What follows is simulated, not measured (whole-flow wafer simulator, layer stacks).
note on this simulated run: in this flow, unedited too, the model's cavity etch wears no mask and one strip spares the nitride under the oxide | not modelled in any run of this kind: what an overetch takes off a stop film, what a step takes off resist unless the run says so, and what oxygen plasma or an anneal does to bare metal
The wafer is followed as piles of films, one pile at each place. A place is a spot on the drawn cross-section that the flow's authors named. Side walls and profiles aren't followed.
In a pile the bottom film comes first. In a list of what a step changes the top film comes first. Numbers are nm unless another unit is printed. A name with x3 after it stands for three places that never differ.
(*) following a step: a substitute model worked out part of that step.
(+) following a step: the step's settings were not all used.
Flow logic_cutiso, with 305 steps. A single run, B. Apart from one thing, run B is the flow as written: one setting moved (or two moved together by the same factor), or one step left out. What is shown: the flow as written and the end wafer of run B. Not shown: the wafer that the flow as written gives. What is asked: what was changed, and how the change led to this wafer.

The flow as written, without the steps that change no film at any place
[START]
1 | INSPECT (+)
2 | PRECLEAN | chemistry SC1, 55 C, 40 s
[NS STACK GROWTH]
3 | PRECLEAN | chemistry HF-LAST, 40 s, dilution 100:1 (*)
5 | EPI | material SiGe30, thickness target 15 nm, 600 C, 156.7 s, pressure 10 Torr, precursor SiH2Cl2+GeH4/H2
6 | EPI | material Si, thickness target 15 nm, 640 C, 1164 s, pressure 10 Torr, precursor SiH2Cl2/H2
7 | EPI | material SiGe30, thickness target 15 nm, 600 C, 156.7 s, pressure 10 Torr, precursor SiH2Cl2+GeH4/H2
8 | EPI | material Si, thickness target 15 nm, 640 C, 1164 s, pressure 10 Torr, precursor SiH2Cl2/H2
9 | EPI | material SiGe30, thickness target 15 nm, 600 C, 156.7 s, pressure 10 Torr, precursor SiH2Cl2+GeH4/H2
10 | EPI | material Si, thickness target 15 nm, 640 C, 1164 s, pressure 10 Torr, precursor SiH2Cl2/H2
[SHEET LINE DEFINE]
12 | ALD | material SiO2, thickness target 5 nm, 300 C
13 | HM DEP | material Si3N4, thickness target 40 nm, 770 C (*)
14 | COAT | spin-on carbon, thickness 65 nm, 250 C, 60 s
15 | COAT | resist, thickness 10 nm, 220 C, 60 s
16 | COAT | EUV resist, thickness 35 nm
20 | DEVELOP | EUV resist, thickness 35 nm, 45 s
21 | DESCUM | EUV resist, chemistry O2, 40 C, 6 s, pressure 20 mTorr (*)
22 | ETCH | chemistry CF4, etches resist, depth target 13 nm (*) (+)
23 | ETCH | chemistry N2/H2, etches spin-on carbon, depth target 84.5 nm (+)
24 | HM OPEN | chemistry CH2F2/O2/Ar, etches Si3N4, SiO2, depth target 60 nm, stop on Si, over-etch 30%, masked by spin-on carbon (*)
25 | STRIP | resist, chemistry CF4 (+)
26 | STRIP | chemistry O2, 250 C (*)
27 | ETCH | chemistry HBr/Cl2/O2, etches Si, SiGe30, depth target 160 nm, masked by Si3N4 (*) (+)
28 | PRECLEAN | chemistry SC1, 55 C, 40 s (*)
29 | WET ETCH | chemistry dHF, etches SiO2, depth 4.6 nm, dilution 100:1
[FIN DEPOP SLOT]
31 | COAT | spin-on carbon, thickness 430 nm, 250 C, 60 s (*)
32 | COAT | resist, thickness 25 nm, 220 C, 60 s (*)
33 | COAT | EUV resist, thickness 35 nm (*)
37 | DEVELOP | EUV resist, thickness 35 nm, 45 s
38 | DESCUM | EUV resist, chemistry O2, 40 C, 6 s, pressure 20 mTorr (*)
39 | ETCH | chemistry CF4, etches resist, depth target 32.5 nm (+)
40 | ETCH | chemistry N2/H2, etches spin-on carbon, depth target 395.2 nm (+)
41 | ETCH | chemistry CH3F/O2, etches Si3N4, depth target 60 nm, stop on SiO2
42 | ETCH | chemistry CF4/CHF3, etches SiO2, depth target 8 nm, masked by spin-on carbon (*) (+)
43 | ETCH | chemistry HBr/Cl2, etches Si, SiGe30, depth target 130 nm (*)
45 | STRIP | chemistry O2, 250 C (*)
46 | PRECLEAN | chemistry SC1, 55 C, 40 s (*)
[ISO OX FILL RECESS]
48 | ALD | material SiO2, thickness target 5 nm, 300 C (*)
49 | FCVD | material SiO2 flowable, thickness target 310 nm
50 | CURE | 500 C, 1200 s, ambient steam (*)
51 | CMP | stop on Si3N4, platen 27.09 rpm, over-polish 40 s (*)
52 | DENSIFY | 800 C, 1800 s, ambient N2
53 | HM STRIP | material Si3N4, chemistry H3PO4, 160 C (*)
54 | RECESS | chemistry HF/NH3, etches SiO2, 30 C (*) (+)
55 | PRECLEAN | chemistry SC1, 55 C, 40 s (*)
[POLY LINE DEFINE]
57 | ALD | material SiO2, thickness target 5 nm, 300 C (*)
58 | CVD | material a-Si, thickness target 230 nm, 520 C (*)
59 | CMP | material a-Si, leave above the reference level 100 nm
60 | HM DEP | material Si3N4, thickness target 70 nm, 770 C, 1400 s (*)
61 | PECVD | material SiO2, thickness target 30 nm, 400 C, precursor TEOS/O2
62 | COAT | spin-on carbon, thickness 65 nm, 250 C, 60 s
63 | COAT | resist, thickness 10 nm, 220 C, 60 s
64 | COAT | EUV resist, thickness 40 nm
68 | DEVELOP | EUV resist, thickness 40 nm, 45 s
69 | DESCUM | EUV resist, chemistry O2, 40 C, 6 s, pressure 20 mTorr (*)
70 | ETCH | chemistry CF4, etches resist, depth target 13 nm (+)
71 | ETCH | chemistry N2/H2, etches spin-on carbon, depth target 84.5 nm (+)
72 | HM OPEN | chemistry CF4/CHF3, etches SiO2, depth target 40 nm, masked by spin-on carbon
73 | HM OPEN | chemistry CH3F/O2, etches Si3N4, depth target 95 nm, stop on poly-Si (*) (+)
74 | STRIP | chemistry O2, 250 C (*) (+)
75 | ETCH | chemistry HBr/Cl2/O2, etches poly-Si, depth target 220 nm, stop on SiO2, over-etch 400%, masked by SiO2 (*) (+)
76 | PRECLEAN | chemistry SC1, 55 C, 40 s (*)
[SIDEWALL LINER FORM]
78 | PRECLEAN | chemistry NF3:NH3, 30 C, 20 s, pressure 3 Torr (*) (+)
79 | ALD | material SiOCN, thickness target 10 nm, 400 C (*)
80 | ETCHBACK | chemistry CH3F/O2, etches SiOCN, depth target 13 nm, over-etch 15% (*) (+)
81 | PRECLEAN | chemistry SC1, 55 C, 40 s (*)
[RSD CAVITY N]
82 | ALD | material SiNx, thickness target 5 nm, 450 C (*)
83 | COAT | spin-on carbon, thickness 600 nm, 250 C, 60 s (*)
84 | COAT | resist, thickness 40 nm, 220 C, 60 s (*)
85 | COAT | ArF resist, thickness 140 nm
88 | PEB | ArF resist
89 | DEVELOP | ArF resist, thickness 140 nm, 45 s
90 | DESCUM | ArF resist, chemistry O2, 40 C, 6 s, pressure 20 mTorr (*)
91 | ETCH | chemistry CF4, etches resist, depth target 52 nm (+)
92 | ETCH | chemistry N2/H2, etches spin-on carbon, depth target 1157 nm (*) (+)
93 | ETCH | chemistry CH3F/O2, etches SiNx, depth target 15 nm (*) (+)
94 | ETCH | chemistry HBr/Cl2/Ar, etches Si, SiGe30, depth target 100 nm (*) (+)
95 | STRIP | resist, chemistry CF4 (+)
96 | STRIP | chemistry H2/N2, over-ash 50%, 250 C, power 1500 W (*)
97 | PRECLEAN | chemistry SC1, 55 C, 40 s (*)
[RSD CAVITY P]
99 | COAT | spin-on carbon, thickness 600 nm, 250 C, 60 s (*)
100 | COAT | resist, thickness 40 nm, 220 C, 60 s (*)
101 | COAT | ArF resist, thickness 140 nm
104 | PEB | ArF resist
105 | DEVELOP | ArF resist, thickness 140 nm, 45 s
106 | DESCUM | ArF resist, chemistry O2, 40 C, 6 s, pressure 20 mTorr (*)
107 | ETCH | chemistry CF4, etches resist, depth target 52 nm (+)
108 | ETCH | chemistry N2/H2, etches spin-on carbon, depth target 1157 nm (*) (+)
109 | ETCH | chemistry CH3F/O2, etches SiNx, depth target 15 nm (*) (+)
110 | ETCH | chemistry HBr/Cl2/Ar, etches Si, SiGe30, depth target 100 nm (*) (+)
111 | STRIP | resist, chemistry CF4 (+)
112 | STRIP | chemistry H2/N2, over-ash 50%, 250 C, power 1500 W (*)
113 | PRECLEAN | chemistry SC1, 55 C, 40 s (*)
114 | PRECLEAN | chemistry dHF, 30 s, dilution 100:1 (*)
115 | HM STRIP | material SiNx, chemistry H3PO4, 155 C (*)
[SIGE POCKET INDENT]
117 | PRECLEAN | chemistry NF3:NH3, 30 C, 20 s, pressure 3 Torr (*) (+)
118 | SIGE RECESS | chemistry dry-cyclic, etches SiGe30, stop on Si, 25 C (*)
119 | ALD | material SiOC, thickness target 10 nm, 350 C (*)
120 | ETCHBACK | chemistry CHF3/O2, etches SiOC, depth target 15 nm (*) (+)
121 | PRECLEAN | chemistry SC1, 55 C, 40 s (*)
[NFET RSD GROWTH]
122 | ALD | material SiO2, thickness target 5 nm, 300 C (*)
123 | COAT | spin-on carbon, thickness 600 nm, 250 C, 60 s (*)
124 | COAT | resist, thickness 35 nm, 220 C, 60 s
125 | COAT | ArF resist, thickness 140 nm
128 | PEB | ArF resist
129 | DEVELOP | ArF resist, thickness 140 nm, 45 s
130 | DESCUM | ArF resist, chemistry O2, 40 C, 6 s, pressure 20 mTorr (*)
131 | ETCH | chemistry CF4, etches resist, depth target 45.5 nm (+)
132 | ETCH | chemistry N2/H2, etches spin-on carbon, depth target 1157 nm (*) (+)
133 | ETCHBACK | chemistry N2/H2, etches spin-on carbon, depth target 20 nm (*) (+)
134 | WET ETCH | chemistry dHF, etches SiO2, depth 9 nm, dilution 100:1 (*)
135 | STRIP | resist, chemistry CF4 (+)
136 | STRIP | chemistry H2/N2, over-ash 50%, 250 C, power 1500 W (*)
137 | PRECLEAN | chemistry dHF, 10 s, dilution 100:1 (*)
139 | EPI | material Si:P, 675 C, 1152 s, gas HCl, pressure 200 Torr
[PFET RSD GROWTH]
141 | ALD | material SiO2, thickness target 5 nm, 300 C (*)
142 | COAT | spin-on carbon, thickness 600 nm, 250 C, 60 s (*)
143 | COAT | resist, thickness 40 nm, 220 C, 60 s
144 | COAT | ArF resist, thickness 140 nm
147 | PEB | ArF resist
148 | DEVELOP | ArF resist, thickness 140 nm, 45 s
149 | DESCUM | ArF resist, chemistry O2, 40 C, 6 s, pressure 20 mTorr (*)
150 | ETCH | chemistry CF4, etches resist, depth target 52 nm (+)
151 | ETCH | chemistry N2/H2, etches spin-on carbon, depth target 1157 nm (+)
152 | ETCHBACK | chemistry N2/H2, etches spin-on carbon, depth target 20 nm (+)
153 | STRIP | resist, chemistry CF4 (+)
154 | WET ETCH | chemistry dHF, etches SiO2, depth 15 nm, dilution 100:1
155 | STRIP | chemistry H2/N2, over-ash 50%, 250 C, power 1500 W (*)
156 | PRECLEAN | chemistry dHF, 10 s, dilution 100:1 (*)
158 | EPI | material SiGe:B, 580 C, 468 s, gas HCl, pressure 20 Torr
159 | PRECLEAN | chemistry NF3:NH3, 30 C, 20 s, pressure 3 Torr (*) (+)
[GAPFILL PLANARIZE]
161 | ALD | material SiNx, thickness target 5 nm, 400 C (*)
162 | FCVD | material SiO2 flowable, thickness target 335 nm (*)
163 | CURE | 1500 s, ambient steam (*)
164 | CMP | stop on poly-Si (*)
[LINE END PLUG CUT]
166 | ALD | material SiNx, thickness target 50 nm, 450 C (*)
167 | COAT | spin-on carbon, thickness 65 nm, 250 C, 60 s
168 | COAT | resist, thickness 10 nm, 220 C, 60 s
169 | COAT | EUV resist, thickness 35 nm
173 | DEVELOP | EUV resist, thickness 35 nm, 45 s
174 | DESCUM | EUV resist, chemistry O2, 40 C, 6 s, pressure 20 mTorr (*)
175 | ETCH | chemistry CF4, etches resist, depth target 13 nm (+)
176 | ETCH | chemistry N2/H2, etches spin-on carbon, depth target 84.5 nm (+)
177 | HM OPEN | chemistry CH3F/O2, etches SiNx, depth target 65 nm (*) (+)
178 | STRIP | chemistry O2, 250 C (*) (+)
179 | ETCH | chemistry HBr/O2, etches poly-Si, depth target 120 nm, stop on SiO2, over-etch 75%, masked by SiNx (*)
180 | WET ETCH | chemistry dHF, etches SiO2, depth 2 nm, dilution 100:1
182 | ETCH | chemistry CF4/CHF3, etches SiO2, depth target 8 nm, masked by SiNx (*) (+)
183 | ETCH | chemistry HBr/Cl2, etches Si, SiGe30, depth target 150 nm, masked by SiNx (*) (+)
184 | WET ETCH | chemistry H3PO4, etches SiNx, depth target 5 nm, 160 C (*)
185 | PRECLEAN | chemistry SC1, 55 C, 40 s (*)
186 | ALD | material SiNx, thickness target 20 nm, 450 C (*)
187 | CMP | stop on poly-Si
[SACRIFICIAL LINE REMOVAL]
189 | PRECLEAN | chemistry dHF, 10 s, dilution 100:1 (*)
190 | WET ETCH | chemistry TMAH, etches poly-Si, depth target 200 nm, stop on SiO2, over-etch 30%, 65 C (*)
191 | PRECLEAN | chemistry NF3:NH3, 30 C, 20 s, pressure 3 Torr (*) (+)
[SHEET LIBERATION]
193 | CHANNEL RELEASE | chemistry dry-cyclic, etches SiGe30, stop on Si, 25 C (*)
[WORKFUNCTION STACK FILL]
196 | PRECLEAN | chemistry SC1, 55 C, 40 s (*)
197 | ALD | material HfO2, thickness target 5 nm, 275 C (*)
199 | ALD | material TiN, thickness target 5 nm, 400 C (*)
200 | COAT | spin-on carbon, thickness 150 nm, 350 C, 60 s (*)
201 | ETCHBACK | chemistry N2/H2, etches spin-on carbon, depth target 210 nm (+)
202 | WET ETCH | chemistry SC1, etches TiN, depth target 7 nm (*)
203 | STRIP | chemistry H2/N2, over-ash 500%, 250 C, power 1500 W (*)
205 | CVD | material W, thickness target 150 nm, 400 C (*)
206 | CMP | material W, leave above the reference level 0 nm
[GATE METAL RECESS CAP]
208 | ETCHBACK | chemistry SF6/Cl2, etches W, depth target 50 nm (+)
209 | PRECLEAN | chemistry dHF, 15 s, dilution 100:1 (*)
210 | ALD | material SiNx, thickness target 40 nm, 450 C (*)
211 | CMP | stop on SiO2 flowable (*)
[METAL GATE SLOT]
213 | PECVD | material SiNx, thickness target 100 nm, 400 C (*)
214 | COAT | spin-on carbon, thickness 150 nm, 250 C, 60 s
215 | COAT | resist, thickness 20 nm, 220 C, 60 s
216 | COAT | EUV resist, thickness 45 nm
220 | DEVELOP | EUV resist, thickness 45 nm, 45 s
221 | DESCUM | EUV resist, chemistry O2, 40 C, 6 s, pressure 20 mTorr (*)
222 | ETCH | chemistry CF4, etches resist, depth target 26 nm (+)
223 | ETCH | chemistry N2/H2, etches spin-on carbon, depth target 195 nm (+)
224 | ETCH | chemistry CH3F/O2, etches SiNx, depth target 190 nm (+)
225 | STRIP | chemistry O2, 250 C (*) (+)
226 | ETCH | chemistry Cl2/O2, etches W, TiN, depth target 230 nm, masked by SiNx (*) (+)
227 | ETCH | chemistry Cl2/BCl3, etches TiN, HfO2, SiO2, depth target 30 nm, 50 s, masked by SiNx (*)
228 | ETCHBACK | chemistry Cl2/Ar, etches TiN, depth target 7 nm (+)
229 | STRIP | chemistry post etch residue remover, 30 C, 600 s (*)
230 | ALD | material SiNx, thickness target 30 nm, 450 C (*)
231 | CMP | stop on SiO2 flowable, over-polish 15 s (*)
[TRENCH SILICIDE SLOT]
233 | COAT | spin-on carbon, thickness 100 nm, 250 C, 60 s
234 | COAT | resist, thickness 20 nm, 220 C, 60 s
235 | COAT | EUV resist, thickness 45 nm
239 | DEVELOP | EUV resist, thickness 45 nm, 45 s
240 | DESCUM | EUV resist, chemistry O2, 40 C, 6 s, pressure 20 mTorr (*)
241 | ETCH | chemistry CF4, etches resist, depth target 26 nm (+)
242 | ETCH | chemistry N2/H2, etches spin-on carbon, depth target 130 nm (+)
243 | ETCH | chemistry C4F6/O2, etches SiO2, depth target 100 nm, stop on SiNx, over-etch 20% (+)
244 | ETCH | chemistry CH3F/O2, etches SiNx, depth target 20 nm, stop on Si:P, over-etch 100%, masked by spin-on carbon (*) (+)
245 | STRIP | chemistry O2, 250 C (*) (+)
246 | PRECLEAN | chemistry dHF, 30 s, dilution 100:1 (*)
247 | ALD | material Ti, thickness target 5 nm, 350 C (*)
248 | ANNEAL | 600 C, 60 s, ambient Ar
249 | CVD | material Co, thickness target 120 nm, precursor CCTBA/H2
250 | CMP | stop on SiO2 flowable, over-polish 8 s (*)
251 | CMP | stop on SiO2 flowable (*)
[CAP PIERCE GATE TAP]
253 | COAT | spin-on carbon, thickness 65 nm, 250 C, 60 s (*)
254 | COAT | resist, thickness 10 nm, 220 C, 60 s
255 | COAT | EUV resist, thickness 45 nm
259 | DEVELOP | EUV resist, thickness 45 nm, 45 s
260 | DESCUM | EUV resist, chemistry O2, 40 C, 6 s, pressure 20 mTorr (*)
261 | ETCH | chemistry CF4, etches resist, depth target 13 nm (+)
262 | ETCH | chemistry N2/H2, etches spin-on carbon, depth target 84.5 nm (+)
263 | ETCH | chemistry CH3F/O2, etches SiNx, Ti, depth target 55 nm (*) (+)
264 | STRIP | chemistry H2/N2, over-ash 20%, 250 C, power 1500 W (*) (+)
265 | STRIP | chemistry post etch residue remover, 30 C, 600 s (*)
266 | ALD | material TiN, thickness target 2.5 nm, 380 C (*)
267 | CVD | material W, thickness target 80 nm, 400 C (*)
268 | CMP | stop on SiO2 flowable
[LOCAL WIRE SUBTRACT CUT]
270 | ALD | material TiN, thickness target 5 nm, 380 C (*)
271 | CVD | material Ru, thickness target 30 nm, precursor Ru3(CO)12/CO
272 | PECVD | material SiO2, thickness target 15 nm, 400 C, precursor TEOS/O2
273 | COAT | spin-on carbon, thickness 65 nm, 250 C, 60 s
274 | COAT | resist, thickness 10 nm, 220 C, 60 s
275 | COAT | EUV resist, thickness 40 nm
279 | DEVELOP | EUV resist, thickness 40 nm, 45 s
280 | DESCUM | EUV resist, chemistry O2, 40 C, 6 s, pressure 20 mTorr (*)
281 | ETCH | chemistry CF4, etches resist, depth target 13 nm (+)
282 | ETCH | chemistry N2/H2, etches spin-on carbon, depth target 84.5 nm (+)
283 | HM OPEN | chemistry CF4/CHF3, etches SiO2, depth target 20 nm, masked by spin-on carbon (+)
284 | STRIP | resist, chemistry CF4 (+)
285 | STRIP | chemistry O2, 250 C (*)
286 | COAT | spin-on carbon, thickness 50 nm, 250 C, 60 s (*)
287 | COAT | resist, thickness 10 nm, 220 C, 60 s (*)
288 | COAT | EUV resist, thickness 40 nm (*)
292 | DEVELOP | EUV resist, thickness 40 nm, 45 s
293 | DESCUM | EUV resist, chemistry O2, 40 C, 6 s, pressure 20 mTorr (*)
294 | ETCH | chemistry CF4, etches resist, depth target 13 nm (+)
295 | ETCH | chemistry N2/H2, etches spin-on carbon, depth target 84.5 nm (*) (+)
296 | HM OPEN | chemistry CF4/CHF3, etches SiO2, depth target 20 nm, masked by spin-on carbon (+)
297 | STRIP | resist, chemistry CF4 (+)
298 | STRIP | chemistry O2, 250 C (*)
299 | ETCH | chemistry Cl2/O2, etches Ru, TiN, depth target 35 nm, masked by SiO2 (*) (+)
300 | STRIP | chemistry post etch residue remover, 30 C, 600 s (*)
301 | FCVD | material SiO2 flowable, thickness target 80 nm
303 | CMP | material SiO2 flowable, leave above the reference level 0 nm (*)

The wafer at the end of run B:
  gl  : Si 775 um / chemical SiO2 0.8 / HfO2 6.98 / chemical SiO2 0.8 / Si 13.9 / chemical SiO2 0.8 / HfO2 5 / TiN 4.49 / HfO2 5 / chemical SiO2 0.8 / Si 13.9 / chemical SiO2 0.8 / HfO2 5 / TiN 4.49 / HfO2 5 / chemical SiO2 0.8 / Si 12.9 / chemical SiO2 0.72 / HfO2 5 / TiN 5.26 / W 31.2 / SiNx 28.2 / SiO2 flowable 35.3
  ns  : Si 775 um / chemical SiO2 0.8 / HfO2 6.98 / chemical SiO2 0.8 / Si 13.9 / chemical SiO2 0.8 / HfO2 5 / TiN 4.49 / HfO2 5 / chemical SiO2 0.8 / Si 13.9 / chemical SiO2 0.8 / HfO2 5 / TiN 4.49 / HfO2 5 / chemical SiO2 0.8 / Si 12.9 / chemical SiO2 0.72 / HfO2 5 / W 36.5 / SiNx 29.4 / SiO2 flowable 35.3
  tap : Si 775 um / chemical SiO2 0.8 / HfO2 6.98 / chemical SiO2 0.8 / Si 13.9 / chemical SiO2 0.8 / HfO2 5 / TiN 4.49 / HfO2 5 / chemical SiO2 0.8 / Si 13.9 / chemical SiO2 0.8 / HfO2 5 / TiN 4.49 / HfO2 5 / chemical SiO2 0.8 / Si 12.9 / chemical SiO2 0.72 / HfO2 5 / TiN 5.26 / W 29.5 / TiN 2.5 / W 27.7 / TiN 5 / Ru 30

The reason: step 5, EPI: 78.3 s was run, though the flow has 156.7 s.

How this came from the change, step by step:
  5 | EPI | material SiGe30, thickness target 15 nm, 600 C, 156.7 s, pressure 10 Torr, precursor SiH2Cl2+GeH4/H2
      depop, dpovl, gfld and 19 more: SiGe30 gains 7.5 (new film) (in the flow as written it would be: SiGe30 gains 15 (new film))
  27 | ETCH | chemistry HBr/Cl2/O2, etches Si, SiGe30, depth target 160 nm, masked by Si3N4 (*) (+)
      gfld, gxf, iso, lnri: chemical SiO2 loses 0.79 (all of it), Si loses 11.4 (all of it), SiGe30 loses 15 (all of it), Si loses 15 (all of it), SiGe30 loses 15 (all of it), Si loses 15 (all of it), SiGe30 loses 7.5 (all of it), Si loses 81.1 (in the flow as written it would be: chemical SiO2 loses 0.79 (all of it), Si loses 11.4 (all of it), SiGe30 loses 15 (all of it), Si loses 15 (all of it), SiGe30 loses 15 (all of it), Si loses 15 (all of it), SiGe30 loses 15 (all of it), Si loses 73.6)
      dpovl, nsgap: chemical SiO2 loses 0.79 (all of it), Si loses 11.8 (all of it), SiGe30 loses 15 (all of it), Si loses 15 (all of it), SiGe30 loses 15 (all of it), Si loses 15 (all of it), SiGe30 loses 7.5 (all of it), Si loses 80.7 (in the flow as written it would be: chemical SiO2 loses 0.79 (all of it), Si loses 11.8 (all of it), SiGe30 loses 15 (all of it), Si loses 15 (all of it), SiGe30 loses 15 (all of it), Si loses 15 (all of it), SiGe30 loses 15 (all of it), Si loses 73.2)
      (also at 1 further place)
  43 | ETCH | chemistry HBr/Cl2, etches Si, SiGe30, depth target 130 nm (*)
      depop: Si loses 14 (all of it), SiGe30 loses 15 (all of it), Si loses 15 (all of it), SiGe30 loses 15 (all of it), Si loses 15 (all of it), SiGe30 loses 7.5 (all of it), Si loses 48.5 (in the flow as written it would be: Si loses 14 (all of it), SiGe30 loses 15 (all of it), Si loses 15 (all of it), SiGe30 loses 15 (all of it), Si loses 15 (all of it), SiGe30 loses 15 (all of it), Si loses 41)
  94 | ETCH | chemistry HBr/Cl2/Ar, etches Si, SiGe30, depth target 100 nm (*) (+)
      rsdn, rsdx: chemical SiO2 loses 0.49 (all of it), Si loses 12.8 (all of it), SiGe30 loses 15 (all of it), Si loses 15 (all of it), SiGe30 loses 15 (all of it), Si loses 15 (all of it), SiGe30 loses 7.5 (all of it), Si loses 19.7 (in the flow as written it would be: chemical SiO2 loses 0.49 (all of it), Si loses 12.8 (all of it), SiGe30 loses 15 (all of it), Si loses 15 (all of it), SiGe30 loses 15 (all of it), Si loses 15 (all of it), SiGe30 loses 15 (all of it), Si loses 12.2)
  110 | ETCH | chemistry HBr/Cl2/Ar, etches Si, SiGe30, depth target 100 nm (*) (+)
      rsdp, rsdw: chemical SiO2 loses 0.49 (all of it), Si loses 12.8 (all of it), SiGe30 loses 15 (all of it), Si loses 15 (all of it), SiGe30 loses 15 (all of it), Si loses 15 (all of it), SiGe30 loses 7.5 (all of it), Si loses 19.7 (in the flow as written it would be: chemical SiO2 loses 0.49 (all of it), Si loses 12.8 (all of it), SiGe30 loses 15 (all of it), Si loses 15 (all of it), SiGe30 loses 15 (all of it), Si loses 15 (all of it), SiGe30 loses 15 (all of it), Si loses 12.2)
  118 | SIGE RECESS | chemistry dry-cyclic, etches SiGe30, stop on Si, 25 C (*)
      lnr, lnrp, lnrt: SiOCN loses 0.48, Si loses 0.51, cavity gains 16 (new film), SiGe30 loses 15 (all of it), Si loses 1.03, cavity gains 16 (new film), SiGe30 loses 15 (all of it), Si loses 1.03, cavity gains 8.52 (new film), SiGe30 loses 7.5 (all of it), Si loses 0.51 (in the flow as written it would be: SiOCN loses 0.48, Si loses 0.51, cavity gains 16 (new film), SiGe30 loses 15 (all of it), Si loses 1.03, cavity gains 16 (new film), SiGe30 loses 15 (all of it), Si loses 1.03, cavity gains 16 (new film), SiGe30 loses 15 (all of it), Si loses 0.51)
  119 | ALD | material SiOC, thickness target 10 nm, 350 C (*)
      lnr, lnrp, lnrt: SiOC gains 10 (new film), SiOC gains 16 (new film), cavity loses 16 (all of it), SiOC gains 16 (new film), cavity loses 16 (all of it), SiOC gains 8.52 (new film), cavity loses 8.52 (all of it) (in the flow as written it would be: SiOC gains 10 (new film), SiOC gains 16 (new film), cavity loses 16 (all of it), SiOC gains 16 (new film), cavity loses 16 (all of it), SiOC gains 16 (new film), cavity loses 16 (all of it))
  183 | ETCH | chemistry HBr/Cl2, etches Si, SiGe30, depth target 150 nm, masked by SiNx (*) (+)
      plug: Si loses 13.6 (all of it), SiGe30 loses 15 (all of it), Si loses 15 (all of it), SiGe30 loses 15 (all of it), Si loses 15 (all of it), SiGe30 loses 7.5 (all of it), Si loses 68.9 (in the flow as written it would be: Si loses 13.6 (all of it), SiGe30 loses 15 (all of it), Si loses 15 (all of it), SiGe30 loses 15 (all of it), Si loses 15 (all of it), SiGe30 loses 15 (all of it), Si loses 61.4)
  193 | CHANNEL RELEASE | chemistry dry-cyclic, etches SiGe30, stop on Si, 25 C (*)
      gl, glp, gxn, gxp, ns, tap: chemical SiO2 gains 0.8 (new film), Si loses 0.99, chemical SiO2 gains 0.8 (new film), cavity gains 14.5 (new film), chemical SiO2 gains 0.8 (new film), SiGe30 loses 15 (all of it), Si loses 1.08, chemical SiO2 gains 0.8 (new film), cavity gains 14.5 (new film), chemical SiO2 gains 0.8 (new film), SiGe30 loses 15 (all of it), Si loses 1.08, chemical SiO2 gains 0.8 (new film), cavity gains 6.98 (new film), chemical SiO2 gains 0.8 (new film), SiGe30 loses 7.5 (all of it), Si loses 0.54 (in the flow as written it would be: chemical SiO2 gains 0.8 (new film), Si loses 0.99, chemical SiO2 gains 0.8 (new film), cavity gains 14.5 (new film), chemical SiO2 gains 0.8 (new film), SiGe30 loses 15 (all of it), Si loses 1.08, chemical SiO2 gains 0.8 (new film), cavity gains 14.5 (new film), chemical SiO2 gains 0.8 (new film), SiGe30 loses 15 (all of it), Si loses 1.08, chemical SiO2 gains 0.8 (new film), cavity gains 14.5 (new film), chemical SiO2 gains 0.8 (new film), SiGe30 loses 15 (all of it), Si loses 0.54)
  197 | ALD | material HfO2, thickness target 5 nm, 275 C (*)
      gl, glp, gxn, gxp, ns, tap: HfO2 gains 5 (new film), HfO2 gains 5 (new film), cavity loses 10, HfO2 gains 5 (new film), HfO2 gains 5 (new film), cavity loses 10, HfO2 gains 5 (new film), HfO2 gains 6.98 (new film), cavity loses 6.98 (all of it) (in the flow as written it would be: HfO2 gains 5 (new film), HfO2 gains 5 (new film), cavity loses 10, HfO2 gains 5 (new film), HfO2 gains 5 (new film), cavity loses 10, HfO2 gains 5 (new film), HfO2 gains 5 (new film), cavity loses 10, HfO2 gains 5 (new film))
  199 | ALD | material TiN, thickness target 5 nm, 400 C (*)
      gl, glp, tap: TiN gains 5.26 (new film), TiN gains 4.49 (new film), cavity loses 4.49 (all of it), TiN gains 4.49 (new film), cavity loses 4.49 (all of it) (in the flow as written it would be: TiN gains 5.26 (new film), TiN gains 4.49 (new film), cavity loses 4.49 (all of it), TiN gains 4.49 (new film), cavity loses 4.49 (all of it), TiN gains 4.49 (new film), cavity loses 4.49 (all of it))
      gxn, gxp, ns: TiN gains 5 (new film), TiN gains 4.49 (new film), cavity loses 4.49 (all of it), TiN gains 4.49 (new film), cavity loses 4.49 (all of it) (in the flow as written it would be: TiN gains 5 (new film), TiN gains 4.49 (new film), cavity loses 4.49 (all of it), TiN gains 4.49 (new film), cavity loses 4.49 (all of it), TiN gains 4.49 (new film), cavity loses 4.49 (all of it))
If metal films that touch count as one body, gl has 3 bodies (between them, from the top down: HfO2 5 / chemical SiO2 0.72 / Si 12.9 / chemical SiO2 0.8 / HfO2 5; HfO2 5 / chemical SiO2 0.8 / Si 13.9 / chemical SiO2 0.8 / HfO2 5); the flow as written gives 4 bodies (between them, from the top down: HfO2 5 / chemical SiO2 0.72 / Si 12.9 / chemical SiO2 0.8 / HfO2 5; HfO2 5 / chemical SiO2 0.8 / Si 13.9 / chemical SiO2 0.8 / HfO2 5; HfO2 5 / chemical SiO2 0.8 / Si 13.9 / chemical SiO2 0.8 / HfO2 5).
If metal films that touch count as one body, ns has 3 bodies (between them, from the top down: HfO2 5 / chemical SiO2 0.72 / Si 12.9 / chemical SiO2 0.8 / HfO2 5; HfO2 5 / chemical SiO2 0.8 / Si 13.9 / chemical SiO2 0.8 / HfO2 5); the flow as written gives 4 bodies (between them, from the top down: HfO2 5 / chemical SiO2 0.72 / Si 12.9 / chemical SiO2 0.8 / HfO2 5; HfO2 5 / chemical SiO2 0.8 / Si 13.9 / chemical SiO2 0.8 / HfO2 5; HfO2 5 / chemical SiO2 0.8 / Si 13.9 / chemical SiO2 0.8 / HfO2 5).
If metal films that touch count as one body, tap has 3 bodies (between them, from the top down: HfO2 5 / chemical SiO2 0.72 / Si 12.9 / chemical SiO2 0.8 / HfO2 5; HfO2 5 / chemical SiO2 0.8 / Si 13.9 / chemical SiO2 0.8 / HfO2 5); the flow as written gives 4 bodies (between them, from the top down: HfO2 5 / chemical SiO2 0.72 / Si 12.9 / chemical SiO2 0.8 / HfO2 5; HfO2 5 / chemical SiO2 0.8 / Si 13.9 / chemical SiO2 0.8 / HfO2 5; HfO2 5 / chemical SiO2 0.8 / Si 13.9 / chemical SiO2 0.8 / HfO2 5).
